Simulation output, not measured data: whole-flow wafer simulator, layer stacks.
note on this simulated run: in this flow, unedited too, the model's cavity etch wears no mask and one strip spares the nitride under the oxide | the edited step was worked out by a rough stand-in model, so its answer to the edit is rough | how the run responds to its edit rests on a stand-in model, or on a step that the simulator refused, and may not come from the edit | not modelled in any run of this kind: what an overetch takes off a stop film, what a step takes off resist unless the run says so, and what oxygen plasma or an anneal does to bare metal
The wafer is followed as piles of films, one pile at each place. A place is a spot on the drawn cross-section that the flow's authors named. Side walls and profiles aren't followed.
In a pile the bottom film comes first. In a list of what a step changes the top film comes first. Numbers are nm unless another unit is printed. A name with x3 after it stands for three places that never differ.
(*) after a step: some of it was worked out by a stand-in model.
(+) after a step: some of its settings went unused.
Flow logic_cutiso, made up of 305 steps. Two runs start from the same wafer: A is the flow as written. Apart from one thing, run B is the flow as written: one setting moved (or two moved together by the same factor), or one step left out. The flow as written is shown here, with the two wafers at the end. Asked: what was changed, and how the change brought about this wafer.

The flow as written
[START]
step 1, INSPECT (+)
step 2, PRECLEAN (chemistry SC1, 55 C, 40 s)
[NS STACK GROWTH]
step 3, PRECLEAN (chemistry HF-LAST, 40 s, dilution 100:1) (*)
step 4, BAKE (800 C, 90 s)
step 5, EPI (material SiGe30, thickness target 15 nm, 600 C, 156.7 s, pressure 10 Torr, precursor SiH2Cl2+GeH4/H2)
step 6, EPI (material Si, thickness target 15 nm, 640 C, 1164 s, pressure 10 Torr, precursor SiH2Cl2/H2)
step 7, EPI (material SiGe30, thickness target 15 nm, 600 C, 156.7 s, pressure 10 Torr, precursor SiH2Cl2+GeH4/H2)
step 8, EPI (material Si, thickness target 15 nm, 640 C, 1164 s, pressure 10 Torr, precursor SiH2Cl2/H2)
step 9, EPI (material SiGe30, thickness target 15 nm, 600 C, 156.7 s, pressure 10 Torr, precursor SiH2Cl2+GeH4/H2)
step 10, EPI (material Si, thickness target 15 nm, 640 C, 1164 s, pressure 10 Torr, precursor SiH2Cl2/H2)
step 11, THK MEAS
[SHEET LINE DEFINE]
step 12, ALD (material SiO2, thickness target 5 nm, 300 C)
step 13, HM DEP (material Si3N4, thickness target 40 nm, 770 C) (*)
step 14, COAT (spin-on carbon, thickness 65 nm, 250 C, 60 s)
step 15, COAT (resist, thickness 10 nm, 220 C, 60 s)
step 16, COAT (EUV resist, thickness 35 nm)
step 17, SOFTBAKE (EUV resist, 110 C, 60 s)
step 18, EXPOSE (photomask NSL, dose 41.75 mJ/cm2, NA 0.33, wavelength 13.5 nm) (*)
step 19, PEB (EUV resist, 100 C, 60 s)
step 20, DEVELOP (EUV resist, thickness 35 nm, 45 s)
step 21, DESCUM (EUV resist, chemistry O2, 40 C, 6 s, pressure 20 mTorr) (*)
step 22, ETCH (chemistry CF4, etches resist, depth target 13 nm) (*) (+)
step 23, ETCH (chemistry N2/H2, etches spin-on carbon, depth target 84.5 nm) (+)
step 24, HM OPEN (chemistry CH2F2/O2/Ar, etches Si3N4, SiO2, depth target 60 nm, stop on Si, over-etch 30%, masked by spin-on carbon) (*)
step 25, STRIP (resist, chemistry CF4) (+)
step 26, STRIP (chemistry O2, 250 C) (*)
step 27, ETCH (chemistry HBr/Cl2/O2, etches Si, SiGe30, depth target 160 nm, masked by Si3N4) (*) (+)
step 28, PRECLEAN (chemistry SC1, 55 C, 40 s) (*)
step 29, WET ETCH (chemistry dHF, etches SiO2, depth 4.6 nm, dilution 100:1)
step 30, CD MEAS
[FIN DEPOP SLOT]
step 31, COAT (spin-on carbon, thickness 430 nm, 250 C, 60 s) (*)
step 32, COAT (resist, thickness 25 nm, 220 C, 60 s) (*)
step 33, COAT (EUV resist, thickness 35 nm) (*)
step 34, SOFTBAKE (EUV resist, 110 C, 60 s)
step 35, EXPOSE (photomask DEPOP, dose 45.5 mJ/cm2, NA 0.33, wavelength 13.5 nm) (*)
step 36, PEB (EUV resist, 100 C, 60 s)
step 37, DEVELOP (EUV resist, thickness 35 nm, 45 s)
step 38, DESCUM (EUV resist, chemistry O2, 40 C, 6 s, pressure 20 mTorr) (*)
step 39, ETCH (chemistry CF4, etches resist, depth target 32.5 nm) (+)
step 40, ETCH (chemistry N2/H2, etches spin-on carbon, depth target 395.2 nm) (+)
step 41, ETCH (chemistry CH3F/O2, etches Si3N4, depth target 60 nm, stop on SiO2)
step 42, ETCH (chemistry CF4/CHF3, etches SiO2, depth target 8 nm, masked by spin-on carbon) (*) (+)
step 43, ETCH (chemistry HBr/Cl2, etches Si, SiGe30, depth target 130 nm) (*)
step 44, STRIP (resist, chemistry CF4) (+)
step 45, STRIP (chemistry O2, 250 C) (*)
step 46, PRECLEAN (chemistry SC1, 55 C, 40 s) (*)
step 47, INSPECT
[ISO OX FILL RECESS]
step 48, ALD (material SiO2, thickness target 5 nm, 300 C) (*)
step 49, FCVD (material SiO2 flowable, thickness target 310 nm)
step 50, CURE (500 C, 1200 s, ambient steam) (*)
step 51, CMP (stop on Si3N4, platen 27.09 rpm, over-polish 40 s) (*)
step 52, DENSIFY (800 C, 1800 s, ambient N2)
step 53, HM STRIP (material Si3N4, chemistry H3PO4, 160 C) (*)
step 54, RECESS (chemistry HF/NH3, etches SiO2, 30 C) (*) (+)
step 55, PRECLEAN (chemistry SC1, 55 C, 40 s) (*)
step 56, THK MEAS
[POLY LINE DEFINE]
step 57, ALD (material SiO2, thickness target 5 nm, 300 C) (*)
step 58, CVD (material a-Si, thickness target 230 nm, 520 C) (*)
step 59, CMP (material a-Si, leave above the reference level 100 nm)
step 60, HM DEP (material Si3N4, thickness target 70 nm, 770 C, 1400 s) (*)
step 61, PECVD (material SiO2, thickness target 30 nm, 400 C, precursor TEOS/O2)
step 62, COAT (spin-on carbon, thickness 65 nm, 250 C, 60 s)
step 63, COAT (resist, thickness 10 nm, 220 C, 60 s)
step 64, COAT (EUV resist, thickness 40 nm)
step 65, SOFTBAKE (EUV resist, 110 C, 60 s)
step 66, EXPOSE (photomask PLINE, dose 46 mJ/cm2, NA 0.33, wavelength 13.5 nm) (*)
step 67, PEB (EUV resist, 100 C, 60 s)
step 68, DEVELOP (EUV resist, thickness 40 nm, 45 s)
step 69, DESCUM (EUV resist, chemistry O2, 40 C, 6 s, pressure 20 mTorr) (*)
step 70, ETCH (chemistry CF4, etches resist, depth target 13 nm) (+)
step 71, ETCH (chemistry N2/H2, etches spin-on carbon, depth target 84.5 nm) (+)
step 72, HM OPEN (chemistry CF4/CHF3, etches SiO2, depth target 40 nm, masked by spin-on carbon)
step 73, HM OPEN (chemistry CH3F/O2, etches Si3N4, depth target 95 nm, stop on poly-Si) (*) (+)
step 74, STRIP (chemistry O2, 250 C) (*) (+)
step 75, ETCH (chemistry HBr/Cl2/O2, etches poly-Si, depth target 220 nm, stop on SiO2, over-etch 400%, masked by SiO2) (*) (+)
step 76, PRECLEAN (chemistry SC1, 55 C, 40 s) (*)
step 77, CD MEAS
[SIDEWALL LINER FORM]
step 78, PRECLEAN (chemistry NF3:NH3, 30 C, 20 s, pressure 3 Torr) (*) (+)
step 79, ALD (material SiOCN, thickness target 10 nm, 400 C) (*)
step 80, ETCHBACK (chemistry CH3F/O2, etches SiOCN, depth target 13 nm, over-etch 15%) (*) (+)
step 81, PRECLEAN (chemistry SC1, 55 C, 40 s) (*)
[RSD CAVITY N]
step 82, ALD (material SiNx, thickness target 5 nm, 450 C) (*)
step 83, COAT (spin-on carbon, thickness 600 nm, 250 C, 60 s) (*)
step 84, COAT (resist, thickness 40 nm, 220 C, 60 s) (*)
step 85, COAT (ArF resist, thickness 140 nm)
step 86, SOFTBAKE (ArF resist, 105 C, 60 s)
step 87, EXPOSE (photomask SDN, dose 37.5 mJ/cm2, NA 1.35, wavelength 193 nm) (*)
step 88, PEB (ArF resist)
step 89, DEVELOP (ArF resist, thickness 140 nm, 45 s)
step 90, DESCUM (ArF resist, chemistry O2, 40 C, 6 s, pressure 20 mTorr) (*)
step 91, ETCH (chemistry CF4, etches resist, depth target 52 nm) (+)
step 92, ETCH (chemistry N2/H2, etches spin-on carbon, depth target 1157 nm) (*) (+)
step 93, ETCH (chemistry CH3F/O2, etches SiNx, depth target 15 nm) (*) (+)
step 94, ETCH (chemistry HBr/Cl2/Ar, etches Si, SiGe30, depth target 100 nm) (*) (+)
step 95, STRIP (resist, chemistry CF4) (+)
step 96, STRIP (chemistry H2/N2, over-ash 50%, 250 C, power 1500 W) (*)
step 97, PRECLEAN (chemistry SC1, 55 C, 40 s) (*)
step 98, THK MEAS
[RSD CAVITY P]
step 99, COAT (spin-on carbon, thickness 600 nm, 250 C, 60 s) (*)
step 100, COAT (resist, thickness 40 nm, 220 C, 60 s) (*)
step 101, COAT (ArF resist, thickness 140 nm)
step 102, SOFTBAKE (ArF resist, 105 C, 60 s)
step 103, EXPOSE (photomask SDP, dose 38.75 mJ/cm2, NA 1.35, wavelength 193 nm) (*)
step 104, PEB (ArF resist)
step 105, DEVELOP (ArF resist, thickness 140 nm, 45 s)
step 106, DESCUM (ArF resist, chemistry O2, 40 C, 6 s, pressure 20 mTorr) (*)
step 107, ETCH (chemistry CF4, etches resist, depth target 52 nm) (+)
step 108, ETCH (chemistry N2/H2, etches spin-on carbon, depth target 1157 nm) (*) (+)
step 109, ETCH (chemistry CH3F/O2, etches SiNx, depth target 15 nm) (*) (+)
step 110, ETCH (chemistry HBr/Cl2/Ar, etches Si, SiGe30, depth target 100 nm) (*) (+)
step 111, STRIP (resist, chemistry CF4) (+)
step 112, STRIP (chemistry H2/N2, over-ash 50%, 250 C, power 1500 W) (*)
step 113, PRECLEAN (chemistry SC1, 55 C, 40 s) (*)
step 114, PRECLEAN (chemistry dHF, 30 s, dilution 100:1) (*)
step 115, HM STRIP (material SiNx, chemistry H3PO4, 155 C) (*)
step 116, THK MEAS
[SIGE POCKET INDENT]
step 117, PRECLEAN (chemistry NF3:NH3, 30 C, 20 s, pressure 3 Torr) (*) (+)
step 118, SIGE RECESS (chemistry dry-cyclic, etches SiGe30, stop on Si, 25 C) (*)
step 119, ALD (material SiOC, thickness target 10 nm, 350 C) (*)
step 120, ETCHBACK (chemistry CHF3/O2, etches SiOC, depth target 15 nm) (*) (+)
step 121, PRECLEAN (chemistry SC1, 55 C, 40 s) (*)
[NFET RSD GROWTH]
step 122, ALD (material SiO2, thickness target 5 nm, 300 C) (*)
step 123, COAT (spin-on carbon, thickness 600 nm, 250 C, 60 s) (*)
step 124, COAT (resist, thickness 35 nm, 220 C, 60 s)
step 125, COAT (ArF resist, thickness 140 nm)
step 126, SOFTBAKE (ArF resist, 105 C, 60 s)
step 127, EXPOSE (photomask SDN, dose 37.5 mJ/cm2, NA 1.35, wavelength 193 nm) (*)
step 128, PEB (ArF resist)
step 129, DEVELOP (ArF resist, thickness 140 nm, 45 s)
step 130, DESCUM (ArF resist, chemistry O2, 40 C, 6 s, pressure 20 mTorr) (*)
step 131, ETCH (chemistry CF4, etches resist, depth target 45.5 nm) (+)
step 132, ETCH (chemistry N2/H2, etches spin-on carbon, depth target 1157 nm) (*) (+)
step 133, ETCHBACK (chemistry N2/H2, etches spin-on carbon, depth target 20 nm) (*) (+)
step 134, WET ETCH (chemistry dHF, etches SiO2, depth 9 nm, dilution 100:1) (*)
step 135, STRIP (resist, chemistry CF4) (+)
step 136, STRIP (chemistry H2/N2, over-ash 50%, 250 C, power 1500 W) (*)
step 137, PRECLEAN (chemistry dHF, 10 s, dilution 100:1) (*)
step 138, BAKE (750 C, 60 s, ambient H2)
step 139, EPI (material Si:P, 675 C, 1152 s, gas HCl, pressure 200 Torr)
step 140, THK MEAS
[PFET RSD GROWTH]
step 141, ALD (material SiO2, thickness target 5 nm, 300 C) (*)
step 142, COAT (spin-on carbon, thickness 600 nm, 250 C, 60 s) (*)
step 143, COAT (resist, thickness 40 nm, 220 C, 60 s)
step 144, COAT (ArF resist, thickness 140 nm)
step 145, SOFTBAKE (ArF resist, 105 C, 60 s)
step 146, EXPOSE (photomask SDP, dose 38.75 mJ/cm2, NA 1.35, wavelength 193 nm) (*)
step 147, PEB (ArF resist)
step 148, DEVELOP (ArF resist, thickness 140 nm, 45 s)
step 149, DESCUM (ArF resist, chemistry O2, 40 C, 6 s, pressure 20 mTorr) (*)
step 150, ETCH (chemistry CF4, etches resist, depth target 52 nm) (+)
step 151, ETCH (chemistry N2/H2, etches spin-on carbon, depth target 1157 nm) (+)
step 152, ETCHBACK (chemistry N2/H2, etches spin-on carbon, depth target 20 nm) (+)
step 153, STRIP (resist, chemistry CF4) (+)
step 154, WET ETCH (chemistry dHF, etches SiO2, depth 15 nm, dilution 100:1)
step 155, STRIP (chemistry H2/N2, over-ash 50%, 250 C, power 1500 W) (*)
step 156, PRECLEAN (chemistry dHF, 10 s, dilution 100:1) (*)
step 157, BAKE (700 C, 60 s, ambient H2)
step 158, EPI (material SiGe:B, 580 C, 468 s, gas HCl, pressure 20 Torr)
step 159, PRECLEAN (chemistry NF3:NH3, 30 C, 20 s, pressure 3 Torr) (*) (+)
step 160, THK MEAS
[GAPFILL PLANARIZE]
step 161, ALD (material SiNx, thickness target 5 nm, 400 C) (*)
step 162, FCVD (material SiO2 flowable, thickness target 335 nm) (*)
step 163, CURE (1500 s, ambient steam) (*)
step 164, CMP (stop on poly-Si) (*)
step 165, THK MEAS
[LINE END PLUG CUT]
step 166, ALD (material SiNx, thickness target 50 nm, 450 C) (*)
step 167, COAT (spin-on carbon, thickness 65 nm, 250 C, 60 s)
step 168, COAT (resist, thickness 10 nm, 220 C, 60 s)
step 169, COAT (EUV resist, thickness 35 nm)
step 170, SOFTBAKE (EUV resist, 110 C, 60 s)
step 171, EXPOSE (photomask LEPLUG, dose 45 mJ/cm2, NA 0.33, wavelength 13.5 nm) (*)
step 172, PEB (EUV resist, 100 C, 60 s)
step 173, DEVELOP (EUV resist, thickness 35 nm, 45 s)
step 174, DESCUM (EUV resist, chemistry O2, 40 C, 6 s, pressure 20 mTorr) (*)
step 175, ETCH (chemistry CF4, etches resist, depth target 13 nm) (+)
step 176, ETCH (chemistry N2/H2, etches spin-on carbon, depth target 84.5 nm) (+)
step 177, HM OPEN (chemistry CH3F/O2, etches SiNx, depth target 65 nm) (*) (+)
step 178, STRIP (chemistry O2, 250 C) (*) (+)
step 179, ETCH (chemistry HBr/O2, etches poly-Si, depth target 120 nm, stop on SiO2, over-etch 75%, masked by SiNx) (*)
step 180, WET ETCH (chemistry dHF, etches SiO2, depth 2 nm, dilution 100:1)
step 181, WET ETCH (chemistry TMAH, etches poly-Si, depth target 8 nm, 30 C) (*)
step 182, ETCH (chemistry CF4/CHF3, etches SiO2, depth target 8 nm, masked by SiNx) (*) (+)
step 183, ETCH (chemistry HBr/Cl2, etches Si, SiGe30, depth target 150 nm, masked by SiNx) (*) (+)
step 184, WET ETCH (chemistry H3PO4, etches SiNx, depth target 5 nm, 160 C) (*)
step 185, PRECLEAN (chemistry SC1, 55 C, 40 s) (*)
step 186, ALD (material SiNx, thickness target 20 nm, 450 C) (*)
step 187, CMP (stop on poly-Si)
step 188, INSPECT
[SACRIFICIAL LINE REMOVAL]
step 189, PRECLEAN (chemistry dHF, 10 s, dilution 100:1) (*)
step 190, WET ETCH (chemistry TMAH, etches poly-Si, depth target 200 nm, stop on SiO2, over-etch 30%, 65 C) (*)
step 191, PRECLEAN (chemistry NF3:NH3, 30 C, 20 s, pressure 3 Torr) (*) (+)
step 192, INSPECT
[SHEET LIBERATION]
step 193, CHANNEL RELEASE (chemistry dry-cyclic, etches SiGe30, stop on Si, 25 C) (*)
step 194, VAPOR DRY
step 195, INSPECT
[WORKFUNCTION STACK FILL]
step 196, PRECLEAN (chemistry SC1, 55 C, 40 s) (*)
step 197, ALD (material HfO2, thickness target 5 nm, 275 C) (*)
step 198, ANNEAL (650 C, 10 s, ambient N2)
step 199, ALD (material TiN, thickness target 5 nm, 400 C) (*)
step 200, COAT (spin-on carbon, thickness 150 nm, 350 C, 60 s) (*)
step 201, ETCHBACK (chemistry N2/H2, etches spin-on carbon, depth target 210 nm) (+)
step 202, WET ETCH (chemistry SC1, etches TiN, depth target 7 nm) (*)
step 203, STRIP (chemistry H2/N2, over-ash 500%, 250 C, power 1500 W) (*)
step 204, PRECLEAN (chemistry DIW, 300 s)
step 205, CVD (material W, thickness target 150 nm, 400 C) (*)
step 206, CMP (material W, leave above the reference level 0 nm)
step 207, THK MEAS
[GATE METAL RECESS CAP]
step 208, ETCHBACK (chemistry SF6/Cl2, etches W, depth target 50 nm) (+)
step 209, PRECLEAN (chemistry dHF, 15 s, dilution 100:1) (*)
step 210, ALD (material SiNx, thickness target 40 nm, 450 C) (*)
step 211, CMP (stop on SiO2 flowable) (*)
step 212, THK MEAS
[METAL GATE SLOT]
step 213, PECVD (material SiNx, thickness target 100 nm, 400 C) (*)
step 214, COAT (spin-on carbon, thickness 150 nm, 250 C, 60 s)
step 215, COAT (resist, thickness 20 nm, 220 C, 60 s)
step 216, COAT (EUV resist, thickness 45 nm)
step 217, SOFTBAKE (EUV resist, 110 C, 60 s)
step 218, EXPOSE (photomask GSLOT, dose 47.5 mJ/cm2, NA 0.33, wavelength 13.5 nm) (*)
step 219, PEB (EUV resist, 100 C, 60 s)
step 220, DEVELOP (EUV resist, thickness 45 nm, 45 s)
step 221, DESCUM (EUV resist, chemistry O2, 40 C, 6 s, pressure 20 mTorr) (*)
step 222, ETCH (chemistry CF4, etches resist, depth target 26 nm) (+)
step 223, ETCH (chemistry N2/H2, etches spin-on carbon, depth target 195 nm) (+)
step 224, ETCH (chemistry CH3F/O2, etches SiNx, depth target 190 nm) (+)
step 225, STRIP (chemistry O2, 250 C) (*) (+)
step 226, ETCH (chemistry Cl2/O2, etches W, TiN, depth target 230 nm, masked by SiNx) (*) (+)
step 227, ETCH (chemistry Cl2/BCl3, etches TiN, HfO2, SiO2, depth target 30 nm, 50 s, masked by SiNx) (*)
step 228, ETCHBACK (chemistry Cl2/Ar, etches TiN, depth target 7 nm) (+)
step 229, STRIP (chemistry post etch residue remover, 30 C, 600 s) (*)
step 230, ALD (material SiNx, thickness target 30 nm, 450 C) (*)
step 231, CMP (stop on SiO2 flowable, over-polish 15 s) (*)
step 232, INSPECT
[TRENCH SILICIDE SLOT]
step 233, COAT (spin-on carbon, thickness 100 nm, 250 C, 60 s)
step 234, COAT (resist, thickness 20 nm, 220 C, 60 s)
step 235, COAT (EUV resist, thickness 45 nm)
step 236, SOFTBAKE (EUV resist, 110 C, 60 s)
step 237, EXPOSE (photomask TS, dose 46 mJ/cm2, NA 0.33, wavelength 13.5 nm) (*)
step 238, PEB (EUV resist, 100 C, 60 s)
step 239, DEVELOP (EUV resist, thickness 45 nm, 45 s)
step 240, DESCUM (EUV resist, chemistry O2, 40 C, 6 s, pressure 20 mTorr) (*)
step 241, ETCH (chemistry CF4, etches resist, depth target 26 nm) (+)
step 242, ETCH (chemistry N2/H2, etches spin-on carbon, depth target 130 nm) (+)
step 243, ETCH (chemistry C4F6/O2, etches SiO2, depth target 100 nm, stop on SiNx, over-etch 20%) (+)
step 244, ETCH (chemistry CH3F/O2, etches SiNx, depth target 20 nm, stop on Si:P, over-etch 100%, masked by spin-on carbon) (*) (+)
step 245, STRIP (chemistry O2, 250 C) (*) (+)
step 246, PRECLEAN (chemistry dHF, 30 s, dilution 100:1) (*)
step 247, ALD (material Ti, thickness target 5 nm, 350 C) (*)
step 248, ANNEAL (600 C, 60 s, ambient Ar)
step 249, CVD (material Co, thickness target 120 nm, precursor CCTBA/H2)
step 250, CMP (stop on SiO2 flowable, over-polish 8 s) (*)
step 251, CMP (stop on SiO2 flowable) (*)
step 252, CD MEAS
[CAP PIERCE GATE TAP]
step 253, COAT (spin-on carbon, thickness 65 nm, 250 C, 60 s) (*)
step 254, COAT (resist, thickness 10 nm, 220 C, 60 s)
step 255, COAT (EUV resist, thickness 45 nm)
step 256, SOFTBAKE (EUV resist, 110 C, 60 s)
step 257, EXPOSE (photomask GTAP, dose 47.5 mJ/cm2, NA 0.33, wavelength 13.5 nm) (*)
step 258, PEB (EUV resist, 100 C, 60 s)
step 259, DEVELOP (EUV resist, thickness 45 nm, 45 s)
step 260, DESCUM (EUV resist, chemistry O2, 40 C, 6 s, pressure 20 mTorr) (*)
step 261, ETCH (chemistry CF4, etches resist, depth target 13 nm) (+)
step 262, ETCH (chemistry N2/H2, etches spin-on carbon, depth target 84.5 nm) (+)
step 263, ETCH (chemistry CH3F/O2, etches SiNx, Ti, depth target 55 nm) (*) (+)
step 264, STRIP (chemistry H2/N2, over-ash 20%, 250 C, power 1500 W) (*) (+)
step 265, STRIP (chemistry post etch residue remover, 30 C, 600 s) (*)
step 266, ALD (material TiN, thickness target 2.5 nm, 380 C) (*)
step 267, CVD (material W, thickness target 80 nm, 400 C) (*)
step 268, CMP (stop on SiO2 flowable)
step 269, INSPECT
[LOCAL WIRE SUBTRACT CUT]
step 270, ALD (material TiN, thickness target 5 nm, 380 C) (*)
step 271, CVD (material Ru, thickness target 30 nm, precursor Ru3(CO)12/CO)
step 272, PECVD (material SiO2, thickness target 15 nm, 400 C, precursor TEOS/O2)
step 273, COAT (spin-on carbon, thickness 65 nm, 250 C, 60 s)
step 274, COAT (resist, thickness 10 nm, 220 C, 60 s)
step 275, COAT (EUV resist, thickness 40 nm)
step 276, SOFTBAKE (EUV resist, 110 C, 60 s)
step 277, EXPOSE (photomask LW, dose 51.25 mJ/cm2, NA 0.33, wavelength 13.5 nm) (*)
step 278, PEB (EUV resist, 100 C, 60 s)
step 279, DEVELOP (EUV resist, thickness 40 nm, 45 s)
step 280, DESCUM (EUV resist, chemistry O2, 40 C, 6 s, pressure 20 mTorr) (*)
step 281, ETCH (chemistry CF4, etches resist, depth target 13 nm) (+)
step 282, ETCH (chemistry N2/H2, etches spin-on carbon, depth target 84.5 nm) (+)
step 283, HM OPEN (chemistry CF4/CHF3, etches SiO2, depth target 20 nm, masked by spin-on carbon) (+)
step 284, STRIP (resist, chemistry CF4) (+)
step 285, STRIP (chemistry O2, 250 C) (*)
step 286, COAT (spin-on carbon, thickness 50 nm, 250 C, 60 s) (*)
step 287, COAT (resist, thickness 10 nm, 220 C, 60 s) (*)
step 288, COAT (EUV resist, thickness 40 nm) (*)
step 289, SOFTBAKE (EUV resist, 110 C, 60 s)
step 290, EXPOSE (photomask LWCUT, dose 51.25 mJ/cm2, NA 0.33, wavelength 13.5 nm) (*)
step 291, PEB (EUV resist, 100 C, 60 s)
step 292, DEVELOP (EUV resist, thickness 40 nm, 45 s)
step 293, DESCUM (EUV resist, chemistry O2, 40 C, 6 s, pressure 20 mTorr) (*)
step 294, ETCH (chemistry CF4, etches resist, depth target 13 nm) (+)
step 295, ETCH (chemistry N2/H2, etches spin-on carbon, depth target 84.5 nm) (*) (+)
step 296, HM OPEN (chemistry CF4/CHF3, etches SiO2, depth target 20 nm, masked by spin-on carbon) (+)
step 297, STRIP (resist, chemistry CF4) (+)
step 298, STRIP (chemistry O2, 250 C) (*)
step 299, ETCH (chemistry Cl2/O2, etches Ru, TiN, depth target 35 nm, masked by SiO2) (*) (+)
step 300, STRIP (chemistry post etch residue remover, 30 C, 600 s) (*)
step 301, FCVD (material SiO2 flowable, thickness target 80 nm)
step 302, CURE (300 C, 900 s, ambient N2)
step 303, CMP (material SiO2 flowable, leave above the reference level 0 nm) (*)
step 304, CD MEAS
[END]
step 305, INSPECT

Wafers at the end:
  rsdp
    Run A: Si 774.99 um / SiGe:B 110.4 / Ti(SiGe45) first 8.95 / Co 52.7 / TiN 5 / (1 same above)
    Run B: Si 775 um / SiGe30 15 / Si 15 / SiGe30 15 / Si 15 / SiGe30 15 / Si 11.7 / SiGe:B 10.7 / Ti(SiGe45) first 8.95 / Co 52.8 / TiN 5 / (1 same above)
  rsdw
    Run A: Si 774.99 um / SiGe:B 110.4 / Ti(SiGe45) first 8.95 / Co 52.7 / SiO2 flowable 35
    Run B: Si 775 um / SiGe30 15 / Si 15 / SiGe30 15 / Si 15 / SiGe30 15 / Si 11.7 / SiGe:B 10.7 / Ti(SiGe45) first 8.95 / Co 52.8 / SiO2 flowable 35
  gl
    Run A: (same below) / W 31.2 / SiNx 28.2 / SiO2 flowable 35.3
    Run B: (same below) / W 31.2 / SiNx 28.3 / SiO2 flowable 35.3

What caused this: step 108, ETCH: depth target 578.5 nm was run, while the flow as written has depth target 1157 nm.

How this came from the change, step by step:
  step 108, ETCH (chemistry N2/H2, etches spin-on carbon, depth target 1157 nm) (*) (+)
      rsdp, rsdw: A -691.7 spin-on carbon (all of it), -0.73 SiNx | B -578.5 spin-on carbon
      depop, dpovl, gfld and 14 more: A -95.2 ArF resist (all of it), -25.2 resist | B -95.2 ArF resist (all of it), -18.7 resist
      (and at 3 other places as well)
  step 109, ETCH (chemistry CH3F/O2, etches SiNx, depth target 15 nm) (*) (+)
      rsdp, rsdw: A -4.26 SiNx (all of it) | B -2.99 spin-on carbon
      glp, gxp: A -2.22 SiNx (all of it), -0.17 SiO2 | B -4.18 SiNx (all of it), -0.17 SiO2
      (and at 1 other place as well)
  step 110, ETCH (chemistry HBr/Cl2/Ar, etches Si, SiGe30, depth target 100 nm) (*) (+)
      rsdp, rsdw: A -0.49 chemical SiO2 (all of it), -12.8 Si (all of it), -15 SiGe30 (all of it), -15 Si (all of it), -15 SiGe30 (all of it), -15 Si (all of it), -15 SiGe30 (all of it), -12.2 Si | B nothing
  step 111, STRIP (resist, chemistry CF4) (+)
      glp, gxp: A nothing | B -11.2 SiO2
      lnrp: A nothing | B -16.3 SiOCN
      (and at 17 other places as well)
  step 112, STRIP (chemistry H2/N2, over-ash 50%, 250 C, power 1500 W) (*)
      rsdp, rsdw: A nothing | B -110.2 spin-on carbon (all of it)
  step 114, PRECLEAN (chemistry dHF, 30 s, dilution 100:1) (*)
      glp, gxp: A -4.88 SiO2 | B -0.3 SiO2 (all of it), -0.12 Si3N4
      rsdp, rsdw: A -0.49 chemical SiO2 (all of it) | B -1 SiNx
  step 115, HM STRIP (material SiNx, chemistry H3PO4, 155 C) (*)
      glp, gxp: A -0.47 SiO2 | B -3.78 Si3N4
      rsdp, rsdw: A +0.5 chemical SiO2 (new film), -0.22 Si | B -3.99 SiNx (all of it), +0.01 chemical SiO2
  step 117, PRECLEAN (chemistry NF3:NH3, 30 C, 20 s, pressure 3 Torr) (*) (+)
      glp, gxp: A -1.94 SiO2 | B -0.2 Si3N4
  step 119, ALD (material SiOC, thickness target 10 nm, 350 C) (*)
      gxp: A +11 SiOC (new film) | B +10 SiOC (new film)
  step 120, ETCHBACK (chemistry CHF3/O2, etches SiOC, depth target 15 nm) (*) (+)
      rsdp, rsdw: A -10 SiOC (all of it) | B -10 SiOC (all of it), -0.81 Si
      glp: A -10 SiOC (all of it), -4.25 SiO2 (all of it), -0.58 Si3N4 | B -10 SiOC (all of it), -3.85 Si3N4
      (and at 1 other place as well)
  step 122, ALD (material SiO2, thickness target 5 nm, 300 C) (*)
      gxp: A +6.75 SiO2 (new film) | B +5 SiO2 (new film)
  step 123, COAT (spin-on carbon, thickness 600 nm, 250 C, 60 s) (*)
      rsdp, rsdw: A +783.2 spin-on carbon (new film) | B +693.8 spin-on carbon (new film)
      glp: A +507 spin-on carbon (new film) | B +524.9 spin-on carbon (new film)
      (and at 2 other places as well)
  step 132, ETCH (chemistry N2/H2, etches spin-on carbon, depth target 1157 nm) (*) (+)
      lnr, lnrt: A -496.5 spin-on carbon (all of it), -5 SiO2 (all of it), -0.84 SiOCN | B -506.7 spin-on carbon (all of it), -5 SiO2 (all of it), -0.84 SiOCN
      gxn: A -499.4 spin-on carbon (all of it), -6.06 SiO2 | B -509.6 spin-on carbon (all of it), -6.06 SiO2
  step 135, STRIP (resist, chemistry CF4) (+)
      gl: A -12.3 Si3N4 | B -11.7 Si3N4
  step 136, STRIP (chemistry H2/N2, over-ash 50%, 250 C, power 1500 W) (*)
      rsdp, rsdw: A -783.2 spin-on carbon (all of it) | B -693.8 spin-on carbon (all of it)
      glp: A -507 spin-on carbon (all of it) | B -524.9 spin-on carbon (all of it)
      (and at 2 other places as well)
  step 142, COAT (spin-on carbon, thickness 600 nm, 250 C, 60 s) (*)
      glp: A +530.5 spin-on carbon (new film) | B +545.2 spin-on carbon (new film)
      gxp: A +528.2 spin-on carbon (new film) | B +545.1 spin-on carbon (new film)
      (and at 3 other places as well)
  ... 5 other steps ...
  step 164, CMP (stop on poly-Si) (*)
      glp: A -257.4 SiO2 flowable (all of it), -5 SiNx (all of it), -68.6 Si3N4 (all of it) | B -263.4 SiO2 flowable (all of it), -5 SiNx (all of it), -61 Si3N4 (all of it)
      gxp: A -256.8 SiO2 flowable (all of it), -5 SiNx (all of it), -69.2 Si3N4 (all of it) | B -263.4 SiO2 flowable (all of it), -5 SiNx (all of it), -61 Si3N4 (all of it)
      (and at 1 other place as well)
